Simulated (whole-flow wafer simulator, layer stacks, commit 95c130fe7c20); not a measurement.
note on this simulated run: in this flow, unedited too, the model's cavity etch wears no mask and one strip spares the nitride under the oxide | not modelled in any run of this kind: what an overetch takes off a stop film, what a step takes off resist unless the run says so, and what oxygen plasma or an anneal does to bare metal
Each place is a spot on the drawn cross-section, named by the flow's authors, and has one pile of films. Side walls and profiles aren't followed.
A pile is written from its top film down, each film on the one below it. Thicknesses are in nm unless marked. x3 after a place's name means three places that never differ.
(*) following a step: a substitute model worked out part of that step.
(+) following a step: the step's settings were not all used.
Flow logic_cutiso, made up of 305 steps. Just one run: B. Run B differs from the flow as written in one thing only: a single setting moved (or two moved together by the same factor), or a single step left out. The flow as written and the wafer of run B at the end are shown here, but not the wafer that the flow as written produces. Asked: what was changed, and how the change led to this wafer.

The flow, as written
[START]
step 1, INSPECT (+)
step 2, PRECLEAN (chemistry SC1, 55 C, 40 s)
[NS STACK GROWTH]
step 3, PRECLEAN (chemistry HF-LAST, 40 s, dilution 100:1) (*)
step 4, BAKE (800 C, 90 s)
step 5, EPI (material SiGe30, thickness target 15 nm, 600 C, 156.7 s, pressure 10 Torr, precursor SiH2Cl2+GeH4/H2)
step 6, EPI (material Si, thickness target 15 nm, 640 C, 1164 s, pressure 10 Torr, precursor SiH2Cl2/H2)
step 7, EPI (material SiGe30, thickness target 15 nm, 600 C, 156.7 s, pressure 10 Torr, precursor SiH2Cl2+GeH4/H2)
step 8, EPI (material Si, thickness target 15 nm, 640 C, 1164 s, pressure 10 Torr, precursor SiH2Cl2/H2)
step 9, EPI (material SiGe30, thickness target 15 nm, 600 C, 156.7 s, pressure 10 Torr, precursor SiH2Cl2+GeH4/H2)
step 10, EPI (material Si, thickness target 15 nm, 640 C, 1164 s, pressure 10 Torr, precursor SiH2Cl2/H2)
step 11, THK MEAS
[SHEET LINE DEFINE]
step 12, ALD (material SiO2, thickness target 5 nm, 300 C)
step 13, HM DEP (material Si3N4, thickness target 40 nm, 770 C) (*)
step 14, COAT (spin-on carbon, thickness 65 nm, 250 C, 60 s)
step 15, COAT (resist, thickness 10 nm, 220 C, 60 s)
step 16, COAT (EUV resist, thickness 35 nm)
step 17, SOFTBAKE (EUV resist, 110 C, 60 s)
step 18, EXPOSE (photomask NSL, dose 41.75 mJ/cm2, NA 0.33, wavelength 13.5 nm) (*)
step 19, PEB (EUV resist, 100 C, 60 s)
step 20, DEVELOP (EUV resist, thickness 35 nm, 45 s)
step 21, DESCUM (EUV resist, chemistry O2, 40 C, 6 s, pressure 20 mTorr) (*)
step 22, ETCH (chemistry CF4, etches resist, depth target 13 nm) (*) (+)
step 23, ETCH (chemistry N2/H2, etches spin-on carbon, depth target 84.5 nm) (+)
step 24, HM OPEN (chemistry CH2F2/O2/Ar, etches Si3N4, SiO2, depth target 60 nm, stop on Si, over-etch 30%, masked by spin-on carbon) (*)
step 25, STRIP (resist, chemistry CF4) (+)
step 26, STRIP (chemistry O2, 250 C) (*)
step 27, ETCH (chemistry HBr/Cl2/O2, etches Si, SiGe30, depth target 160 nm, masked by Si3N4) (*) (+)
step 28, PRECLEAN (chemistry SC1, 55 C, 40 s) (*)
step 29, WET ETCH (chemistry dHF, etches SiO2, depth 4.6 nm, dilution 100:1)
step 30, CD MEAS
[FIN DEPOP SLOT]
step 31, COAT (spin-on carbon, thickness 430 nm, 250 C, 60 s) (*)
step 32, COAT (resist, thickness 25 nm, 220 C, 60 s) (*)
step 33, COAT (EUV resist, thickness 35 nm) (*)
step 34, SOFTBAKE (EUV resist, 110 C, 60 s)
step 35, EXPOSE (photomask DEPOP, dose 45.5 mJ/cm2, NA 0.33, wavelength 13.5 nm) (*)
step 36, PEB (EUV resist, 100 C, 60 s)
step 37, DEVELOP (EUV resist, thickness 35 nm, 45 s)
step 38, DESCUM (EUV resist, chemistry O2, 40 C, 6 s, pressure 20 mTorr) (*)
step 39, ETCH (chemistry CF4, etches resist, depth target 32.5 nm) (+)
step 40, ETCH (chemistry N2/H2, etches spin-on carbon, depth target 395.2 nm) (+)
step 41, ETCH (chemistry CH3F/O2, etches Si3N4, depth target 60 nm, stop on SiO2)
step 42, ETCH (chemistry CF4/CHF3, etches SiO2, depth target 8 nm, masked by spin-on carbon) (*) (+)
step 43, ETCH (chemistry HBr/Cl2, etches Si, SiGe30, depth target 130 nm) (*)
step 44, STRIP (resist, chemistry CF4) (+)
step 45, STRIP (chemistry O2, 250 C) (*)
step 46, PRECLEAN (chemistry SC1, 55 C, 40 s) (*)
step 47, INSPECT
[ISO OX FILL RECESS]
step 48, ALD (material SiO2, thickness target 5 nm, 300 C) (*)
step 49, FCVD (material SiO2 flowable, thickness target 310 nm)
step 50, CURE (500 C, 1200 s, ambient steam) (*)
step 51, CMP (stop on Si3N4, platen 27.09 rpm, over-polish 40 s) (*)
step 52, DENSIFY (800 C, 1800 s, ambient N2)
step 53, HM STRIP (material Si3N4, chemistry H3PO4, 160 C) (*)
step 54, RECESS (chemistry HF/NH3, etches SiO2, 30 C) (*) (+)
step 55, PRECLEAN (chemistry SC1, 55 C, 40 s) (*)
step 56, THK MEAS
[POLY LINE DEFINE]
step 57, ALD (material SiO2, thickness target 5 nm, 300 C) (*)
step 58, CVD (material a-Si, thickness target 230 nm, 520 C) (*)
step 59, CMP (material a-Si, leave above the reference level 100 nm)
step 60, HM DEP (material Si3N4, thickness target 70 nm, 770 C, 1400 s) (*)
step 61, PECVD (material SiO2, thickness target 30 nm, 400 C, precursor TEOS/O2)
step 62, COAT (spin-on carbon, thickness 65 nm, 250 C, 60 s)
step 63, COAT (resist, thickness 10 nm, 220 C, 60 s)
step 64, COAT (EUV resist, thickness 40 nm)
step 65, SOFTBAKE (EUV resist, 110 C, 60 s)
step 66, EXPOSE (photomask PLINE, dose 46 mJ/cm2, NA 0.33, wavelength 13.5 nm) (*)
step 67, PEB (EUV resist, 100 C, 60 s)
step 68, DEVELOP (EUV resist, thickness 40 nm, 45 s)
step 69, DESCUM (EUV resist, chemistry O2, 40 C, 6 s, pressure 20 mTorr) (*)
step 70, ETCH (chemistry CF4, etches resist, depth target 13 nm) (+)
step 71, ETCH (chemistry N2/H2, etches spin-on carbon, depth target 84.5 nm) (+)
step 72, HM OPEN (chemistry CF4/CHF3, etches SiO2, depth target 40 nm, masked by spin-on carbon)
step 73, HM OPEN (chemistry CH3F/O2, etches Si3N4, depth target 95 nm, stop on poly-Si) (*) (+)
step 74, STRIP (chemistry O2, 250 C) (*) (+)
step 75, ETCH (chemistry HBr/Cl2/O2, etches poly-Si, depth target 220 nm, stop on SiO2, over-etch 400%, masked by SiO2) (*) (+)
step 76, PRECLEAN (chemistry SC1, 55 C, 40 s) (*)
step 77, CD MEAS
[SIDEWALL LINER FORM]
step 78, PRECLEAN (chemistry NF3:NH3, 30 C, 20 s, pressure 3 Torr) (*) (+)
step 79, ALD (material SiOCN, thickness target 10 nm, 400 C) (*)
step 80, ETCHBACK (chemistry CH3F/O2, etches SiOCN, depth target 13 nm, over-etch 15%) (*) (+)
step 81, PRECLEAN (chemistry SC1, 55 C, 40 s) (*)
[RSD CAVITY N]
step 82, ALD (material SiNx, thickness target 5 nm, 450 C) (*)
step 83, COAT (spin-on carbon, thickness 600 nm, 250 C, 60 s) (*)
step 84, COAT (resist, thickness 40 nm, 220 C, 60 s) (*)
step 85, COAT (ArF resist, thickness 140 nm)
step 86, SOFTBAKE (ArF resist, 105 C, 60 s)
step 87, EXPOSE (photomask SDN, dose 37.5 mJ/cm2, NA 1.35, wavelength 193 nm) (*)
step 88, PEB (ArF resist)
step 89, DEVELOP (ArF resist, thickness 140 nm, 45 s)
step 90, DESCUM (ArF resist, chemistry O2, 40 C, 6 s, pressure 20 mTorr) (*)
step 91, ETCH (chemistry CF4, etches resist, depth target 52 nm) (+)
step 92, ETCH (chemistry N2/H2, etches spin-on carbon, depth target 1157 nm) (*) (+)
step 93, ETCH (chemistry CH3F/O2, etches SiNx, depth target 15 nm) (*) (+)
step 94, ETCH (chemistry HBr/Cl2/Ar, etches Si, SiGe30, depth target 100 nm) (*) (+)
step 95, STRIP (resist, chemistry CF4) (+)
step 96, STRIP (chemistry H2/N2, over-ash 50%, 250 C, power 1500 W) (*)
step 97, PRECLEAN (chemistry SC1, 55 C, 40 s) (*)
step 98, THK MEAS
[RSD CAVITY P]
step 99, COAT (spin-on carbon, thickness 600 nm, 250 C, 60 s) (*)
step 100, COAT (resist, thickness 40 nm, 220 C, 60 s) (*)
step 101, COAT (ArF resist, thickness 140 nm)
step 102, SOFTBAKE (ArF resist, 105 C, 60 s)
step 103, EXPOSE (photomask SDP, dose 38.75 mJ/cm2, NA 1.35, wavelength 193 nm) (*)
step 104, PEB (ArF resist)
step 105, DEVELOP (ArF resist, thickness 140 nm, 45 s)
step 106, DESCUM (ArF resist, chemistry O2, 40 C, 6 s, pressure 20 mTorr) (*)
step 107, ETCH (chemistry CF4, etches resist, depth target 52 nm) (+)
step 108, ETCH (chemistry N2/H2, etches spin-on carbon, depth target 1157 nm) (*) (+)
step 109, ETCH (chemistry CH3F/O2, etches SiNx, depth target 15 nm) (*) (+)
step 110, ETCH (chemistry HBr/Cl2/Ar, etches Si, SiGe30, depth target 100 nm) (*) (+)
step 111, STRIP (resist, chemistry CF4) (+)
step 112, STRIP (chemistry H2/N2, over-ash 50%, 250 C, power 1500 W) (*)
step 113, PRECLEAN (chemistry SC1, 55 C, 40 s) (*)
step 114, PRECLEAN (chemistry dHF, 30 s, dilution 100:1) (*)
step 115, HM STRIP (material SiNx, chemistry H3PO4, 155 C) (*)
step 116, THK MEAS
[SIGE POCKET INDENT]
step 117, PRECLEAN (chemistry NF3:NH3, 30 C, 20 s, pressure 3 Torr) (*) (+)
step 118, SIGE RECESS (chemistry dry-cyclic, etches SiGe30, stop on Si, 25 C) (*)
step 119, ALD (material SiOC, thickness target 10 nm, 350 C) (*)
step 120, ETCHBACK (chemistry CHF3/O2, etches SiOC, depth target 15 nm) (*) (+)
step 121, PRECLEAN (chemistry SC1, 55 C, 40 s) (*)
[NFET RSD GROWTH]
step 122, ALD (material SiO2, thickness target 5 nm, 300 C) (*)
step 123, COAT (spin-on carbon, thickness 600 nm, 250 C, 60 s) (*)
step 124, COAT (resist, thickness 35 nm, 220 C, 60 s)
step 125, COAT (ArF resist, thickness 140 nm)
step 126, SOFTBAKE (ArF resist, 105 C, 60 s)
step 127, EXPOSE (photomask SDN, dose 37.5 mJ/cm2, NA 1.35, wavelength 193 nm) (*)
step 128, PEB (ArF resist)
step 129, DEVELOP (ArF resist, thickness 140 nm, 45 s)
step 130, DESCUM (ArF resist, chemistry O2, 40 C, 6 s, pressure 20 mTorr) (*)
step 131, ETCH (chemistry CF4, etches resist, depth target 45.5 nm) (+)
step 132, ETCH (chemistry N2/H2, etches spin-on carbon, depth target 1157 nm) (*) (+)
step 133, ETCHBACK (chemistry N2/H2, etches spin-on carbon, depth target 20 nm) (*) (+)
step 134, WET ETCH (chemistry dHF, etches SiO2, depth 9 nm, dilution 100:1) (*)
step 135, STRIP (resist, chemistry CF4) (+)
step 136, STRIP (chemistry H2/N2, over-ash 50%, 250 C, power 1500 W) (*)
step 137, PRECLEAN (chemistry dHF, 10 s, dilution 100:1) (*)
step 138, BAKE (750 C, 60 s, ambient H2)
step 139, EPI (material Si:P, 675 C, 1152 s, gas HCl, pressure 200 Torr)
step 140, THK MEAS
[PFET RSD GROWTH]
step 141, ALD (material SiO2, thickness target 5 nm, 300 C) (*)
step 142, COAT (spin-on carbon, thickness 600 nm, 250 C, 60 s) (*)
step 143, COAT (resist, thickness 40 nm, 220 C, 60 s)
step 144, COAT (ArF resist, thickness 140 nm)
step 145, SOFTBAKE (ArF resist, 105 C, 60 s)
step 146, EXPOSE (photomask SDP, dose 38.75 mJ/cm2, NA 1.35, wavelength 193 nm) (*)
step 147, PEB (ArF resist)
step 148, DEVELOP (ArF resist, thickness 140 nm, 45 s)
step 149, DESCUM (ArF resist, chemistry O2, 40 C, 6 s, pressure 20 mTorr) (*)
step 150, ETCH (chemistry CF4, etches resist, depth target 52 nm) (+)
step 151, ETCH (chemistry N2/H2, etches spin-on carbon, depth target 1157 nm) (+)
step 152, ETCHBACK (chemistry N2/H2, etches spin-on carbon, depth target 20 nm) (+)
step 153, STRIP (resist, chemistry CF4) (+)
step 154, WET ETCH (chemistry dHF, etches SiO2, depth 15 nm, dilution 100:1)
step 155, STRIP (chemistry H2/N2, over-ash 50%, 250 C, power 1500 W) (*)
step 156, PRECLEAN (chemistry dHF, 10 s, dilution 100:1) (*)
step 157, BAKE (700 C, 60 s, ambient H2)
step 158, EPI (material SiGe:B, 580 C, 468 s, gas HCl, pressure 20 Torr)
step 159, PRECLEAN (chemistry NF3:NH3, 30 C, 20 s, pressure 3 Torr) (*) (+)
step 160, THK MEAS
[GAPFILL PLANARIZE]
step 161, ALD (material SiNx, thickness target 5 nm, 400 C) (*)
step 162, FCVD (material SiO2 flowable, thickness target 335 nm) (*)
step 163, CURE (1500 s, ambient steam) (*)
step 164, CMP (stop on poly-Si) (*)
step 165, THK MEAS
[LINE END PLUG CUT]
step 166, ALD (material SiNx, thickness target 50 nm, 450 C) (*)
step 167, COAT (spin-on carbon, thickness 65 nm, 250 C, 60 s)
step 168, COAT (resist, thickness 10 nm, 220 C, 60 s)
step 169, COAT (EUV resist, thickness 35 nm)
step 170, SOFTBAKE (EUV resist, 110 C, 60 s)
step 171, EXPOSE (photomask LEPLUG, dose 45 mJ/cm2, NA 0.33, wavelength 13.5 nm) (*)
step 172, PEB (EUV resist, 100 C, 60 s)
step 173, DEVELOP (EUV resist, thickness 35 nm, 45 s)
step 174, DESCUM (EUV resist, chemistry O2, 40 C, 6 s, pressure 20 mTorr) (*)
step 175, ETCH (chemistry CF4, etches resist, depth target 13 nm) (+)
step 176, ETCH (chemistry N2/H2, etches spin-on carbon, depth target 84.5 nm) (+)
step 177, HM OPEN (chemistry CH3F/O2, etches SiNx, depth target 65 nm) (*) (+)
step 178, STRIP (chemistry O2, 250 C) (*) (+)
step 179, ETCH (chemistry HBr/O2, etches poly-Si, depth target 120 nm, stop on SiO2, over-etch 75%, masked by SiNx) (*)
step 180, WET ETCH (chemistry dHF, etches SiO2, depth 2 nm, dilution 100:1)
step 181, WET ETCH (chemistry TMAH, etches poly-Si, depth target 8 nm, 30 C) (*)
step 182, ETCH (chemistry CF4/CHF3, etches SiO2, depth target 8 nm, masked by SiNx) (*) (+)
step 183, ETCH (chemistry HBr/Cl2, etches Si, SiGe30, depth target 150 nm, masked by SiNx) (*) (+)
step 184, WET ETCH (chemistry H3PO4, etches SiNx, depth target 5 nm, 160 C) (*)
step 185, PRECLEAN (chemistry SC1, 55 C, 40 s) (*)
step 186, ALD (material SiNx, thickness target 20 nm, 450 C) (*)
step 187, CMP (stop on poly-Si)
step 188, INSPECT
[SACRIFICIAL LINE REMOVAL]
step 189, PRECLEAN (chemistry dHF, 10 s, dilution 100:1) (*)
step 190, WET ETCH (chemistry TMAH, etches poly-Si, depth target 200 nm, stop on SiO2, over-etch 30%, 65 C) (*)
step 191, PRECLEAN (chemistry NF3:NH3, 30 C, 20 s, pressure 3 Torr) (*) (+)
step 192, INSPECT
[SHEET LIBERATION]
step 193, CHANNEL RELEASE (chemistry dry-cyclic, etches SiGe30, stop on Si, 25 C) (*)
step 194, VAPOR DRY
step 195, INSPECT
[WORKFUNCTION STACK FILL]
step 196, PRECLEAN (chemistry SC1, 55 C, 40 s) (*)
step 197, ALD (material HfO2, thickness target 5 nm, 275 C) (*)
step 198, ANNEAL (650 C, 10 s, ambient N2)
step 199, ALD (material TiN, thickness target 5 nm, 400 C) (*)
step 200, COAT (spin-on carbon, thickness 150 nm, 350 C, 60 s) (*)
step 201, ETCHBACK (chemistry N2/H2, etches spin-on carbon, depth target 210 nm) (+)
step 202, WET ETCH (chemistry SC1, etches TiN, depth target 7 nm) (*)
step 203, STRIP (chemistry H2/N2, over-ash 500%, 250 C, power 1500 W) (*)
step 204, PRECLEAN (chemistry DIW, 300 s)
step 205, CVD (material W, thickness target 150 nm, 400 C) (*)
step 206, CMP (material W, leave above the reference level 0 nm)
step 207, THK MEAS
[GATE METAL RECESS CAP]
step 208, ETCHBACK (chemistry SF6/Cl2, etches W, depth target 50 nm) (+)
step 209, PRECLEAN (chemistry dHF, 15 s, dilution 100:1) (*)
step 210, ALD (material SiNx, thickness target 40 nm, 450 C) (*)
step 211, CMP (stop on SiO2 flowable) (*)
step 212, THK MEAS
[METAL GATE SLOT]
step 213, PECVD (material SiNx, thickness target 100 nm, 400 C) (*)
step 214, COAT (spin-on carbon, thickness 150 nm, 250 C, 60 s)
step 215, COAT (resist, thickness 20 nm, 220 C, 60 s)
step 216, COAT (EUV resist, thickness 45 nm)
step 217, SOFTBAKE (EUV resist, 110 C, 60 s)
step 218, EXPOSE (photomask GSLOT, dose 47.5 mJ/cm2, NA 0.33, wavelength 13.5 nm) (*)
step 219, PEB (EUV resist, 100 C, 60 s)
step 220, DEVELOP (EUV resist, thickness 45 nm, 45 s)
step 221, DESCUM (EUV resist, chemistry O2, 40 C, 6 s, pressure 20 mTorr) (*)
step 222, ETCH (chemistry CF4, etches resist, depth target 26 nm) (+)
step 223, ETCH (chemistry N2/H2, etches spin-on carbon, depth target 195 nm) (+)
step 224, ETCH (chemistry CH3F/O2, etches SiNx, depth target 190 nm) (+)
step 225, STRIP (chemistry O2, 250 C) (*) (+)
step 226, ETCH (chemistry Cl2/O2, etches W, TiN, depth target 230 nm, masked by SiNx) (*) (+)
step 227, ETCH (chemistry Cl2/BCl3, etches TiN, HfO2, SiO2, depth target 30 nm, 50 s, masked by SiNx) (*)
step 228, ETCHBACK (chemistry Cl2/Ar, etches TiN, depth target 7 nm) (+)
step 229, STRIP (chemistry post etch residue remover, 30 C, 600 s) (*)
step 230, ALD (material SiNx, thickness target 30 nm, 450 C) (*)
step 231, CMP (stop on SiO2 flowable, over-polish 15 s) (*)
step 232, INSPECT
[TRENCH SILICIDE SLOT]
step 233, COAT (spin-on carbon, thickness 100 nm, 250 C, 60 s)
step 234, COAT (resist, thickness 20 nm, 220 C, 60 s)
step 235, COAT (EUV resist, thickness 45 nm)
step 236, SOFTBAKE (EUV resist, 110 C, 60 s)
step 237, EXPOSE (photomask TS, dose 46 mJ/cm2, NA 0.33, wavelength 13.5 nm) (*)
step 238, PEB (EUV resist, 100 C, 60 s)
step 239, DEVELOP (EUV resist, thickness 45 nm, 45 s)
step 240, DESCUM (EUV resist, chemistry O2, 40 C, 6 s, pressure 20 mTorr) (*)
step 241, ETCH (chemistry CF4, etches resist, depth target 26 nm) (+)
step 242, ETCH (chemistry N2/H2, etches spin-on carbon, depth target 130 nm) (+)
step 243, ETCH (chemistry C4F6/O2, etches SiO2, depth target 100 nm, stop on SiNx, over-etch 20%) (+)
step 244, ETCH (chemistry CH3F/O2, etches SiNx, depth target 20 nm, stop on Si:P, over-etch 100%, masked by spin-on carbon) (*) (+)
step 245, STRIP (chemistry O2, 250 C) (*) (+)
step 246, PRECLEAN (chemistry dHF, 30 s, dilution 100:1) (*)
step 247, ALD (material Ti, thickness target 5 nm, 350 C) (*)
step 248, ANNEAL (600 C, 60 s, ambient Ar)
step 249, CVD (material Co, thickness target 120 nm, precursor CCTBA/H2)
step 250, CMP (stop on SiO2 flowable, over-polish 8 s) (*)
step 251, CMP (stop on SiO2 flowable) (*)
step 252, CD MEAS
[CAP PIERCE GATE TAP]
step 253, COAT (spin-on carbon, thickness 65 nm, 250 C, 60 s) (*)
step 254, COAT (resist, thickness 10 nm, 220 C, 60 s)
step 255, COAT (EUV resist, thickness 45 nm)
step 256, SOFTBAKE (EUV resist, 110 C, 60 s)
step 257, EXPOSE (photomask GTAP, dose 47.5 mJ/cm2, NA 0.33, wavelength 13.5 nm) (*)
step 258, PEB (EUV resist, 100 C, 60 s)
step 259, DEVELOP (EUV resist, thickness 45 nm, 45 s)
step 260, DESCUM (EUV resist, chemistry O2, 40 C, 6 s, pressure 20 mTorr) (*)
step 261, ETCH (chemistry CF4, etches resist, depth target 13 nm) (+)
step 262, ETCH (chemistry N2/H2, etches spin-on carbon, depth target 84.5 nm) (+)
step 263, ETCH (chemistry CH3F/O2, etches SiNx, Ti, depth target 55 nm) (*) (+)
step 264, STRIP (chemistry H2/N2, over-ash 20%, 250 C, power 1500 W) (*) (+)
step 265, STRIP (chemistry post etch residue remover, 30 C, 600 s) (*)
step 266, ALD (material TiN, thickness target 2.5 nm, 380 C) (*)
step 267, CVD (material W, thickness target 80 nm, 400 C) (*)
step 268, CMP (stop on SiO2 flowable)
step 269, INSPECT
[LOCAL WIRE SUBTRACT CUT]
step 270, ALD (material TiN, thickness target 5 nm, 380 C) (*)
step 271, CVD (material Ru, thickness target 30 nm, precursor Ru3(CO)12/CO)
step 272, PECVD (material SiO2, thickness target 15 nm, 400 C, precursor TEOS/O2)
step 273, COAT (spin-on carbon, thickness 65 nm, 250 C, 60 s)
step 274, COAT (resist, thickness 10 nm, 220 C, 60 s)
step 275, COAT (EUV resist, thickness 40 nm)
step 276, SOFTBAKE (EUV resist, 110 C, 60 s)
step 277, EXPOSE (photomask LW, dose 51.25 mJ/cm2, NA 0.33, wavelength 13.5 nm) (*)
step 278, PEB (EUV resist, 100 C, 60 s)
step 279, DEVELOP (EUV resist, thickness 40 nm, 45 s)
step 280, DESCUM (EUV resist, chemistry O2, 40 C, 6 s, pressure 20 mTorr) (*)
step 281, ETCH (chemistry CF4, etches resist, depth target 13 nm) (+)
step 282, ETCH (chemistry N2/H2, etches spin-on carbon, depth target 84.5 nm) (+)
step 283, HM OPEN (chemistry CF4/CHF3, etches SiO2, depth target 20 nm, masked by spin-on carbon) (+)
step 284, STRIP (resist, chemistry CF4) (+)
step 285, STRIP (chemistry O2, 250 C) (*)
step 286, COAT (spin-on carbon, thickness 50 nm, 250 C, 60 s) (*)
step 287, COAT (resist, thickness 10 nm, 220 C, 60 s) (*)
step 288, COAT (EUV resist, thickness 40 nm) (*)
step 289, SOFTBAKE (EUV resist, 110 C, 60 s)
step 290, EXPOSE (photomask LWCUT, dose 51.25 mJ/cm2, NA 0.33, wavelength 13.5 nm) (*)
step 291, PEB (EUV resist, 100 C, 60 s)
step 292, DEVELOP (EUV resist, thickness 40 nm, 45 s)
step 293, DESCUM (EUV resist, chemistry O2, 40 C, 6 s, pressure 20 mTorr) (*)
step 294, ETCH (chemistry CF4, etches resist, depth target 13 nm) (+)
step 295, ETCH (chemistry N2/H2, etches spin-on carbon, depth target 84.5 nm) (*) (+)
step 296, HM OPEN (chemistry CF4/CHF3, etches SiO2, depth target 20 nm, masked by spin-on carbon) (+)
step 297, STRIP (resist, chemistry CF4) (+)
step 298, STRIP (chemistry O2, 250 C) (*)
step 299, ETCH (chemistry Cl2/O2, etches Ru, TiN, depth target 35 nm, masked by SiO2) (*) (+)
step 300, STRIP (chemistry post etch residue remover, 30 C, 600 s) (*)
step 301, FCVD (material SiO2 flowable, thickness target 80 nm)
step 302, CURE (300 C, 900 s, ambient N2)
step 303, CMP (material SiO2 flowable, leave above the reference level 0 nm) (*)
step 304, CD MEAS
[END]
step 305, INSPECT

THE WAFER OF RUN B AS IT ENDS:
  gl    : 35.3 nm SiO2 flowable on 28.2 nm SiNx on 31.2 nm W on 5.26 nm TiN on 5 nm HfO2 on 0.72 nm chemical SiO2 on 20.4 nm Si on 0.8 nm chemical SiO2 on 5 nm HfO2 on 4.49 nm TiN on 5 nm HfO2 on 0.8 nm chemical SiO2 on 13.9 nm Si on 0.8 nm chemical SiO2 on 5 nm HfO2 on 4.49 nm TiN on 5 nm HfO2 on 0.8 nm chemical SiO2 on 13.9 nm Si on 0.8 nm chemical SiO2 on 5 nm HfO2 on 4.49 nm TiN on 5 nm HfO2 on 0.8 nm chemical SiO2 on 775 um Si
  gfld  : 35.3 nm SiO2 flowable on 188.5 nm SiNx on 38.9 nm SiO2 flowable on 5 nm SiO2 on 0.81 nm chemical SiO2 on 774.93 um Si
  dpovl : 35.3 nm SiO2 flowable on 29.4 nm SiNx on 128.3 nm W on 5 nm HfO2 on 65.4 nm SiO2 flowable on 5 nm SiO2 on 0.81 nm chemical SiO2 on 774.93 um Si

Cause: step 10, EPI: 1747 s was run, though the flow has 1164 s.

The path from the change to this, step by step:
  step 10, EPI (material Si, thickness target 15 nm, 640 C, 1164 s, pressure 10 Torr, precursor SiH2Cl2/H2)
      depop, dpovl, gfld and 19 more: Si gains 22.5 (new film) (in the flow as written it would be: Si gains 15 (new film))
  step 27, ETCH (chemistry HBr/Cl2/O2, etches Si, SiGe30, depth target 160 nm, masked by Si3N4) (*) (+)
      gfld, gxf, iso, lnri: chemical SiO2 loses 0.79 (all of it), Si loses 18.9 (all of it), SiGe30 loses 15 (all of it), Si loses 15 (all of it), SiGe30 loses 15 (all of it), Si loses 15 (all of it), SiGe30 loses 15 (all of it), Si loses 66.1 (in the flow as written it would be: chemical SiO2 loses 0.79 (all of it), Si loses 11.4 (all of it), SiGe30 loses 15 (all of it), Si loses 15 (all of it), SiGe30 loses 15 (all of it), Si loses 15 (all of it), SiGe30 loses 15 (all of it), Si loses 73.6)
      dpovl, nsgap: chemical SiO2 loses 0.79 (all of it), Si loses 19.3 (all of it), SiGe30 loses 15 (all of it), Si loses 15 (all of it), SiGe30 loses 15 (all of it), Si loses 15 (all of it), SiGe30 loses 15 (all of it), Si loses 65.7 (in the flow as written it would be: chemical SiO2 loses 0.79 (all of it), Si loses 11.8 (all of it), SiGe30 loses 15 (all of it), Si loses 15 (all of it), SiGe30 loses 15 (all of it), Si loses 15 (all of it), SiGe30 loses 15 (all of it), Si loses 73.2)
      (and at 1 other place as well)
  step 43, ETCH (chemistry HBr/Cl2, etches Si, SiGe30, depth target 130 nm) (*)
      depop: Si loses 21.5 (all of it), SiGe30 loses 15 (all of it), Si loses 15 (all of it), SiGe30 loses 15 (all of it), Si loses 15 (all of it), SiGe30 loses 15 (all of it), Si loses 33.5 (in the flow as written it would be: Si loses 14 (all of it), SiGe30 loses 15 (all of it), Si loses 15 (all of it), SiGe30 loses 15 (all of it), Si loses 15 (all of it), SiGe30 loses 15 (all of it), Si loses 41)
  step 94, ETCH (chemistry HBr/Cl2/Ar, etches Si, SiGe30, depth target 100 nm) (*) (+)
      rsdn, rsdx: chemical SiO2 loses 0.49 (all of it), Si loses 20.3 (all of it), SiGe30 loses 15 (all of it), Si loses 15 (all of it), SiGe30 loses 15 (all of it), Si loses 15 (all of it), SiGe30 loses 15 (all of it), Si loses 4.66 (in the flow as written it would be: chemical SiO2 loses 0.49 (all of it), Si loses 12.8 (all of it), SiGe30 loses 15 (all of it), Si loses 15 (all of it), SiGe30 loses 15 (all of it), Si loses 15 (all of it), SiGe30 loses 15 (all of it), Si loses 12.2)
  step 110, ETCH (chemistry HBr/Cl2/Ar, etches Si, SiGe30, depth target 100 nm) (*) (+)
      rsdp, rsdw: chemical SiO2 loses 0.49 (all of it), Si loses 20.3 (all of it), SiGe30 loses 15 (all of it), Si loses 15 (all of it), SiGe30 loses 15 (all of it), Si loses 15 (all of it), SiGe30 loses 15 (all of it), Si loses 4.66 (in the flow as written it would be: chemical SiO2 loses 0.49 (all of it), Si loses 12.8 (all of it), SiGe30 loses 15 (all of it), Si loses 15 (all of it), SiGe30 loses 15 (all of it), Si loses 15 (all of it), SiGe30 loses 15 (all of it), Si loses 12.2)
  step 183, ETCH (chemistry HBr/Cl2, etches Si, SiGe30, depth target 150 nm, masked by SiNx) (*) (+)
      plug: Si loses 21.1 (all of it), SiGe30 loses 15 (all of it), Si loses 15 (all of it), SiGe30 loses 15 (all of it), Si loses 15 (all of it), SiGe30 loses 15 (all of it), Si loses 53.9 (in the flow as written it would be: Si loses 13.6 (all of it), SiGe30 loses 15 (all of it), Si loses 15 (all of it), SiGe30 loses 15 (all of it), Si loses 15 (all of it), SiGe30 loses 15 (all of it), Si loses 61.4)
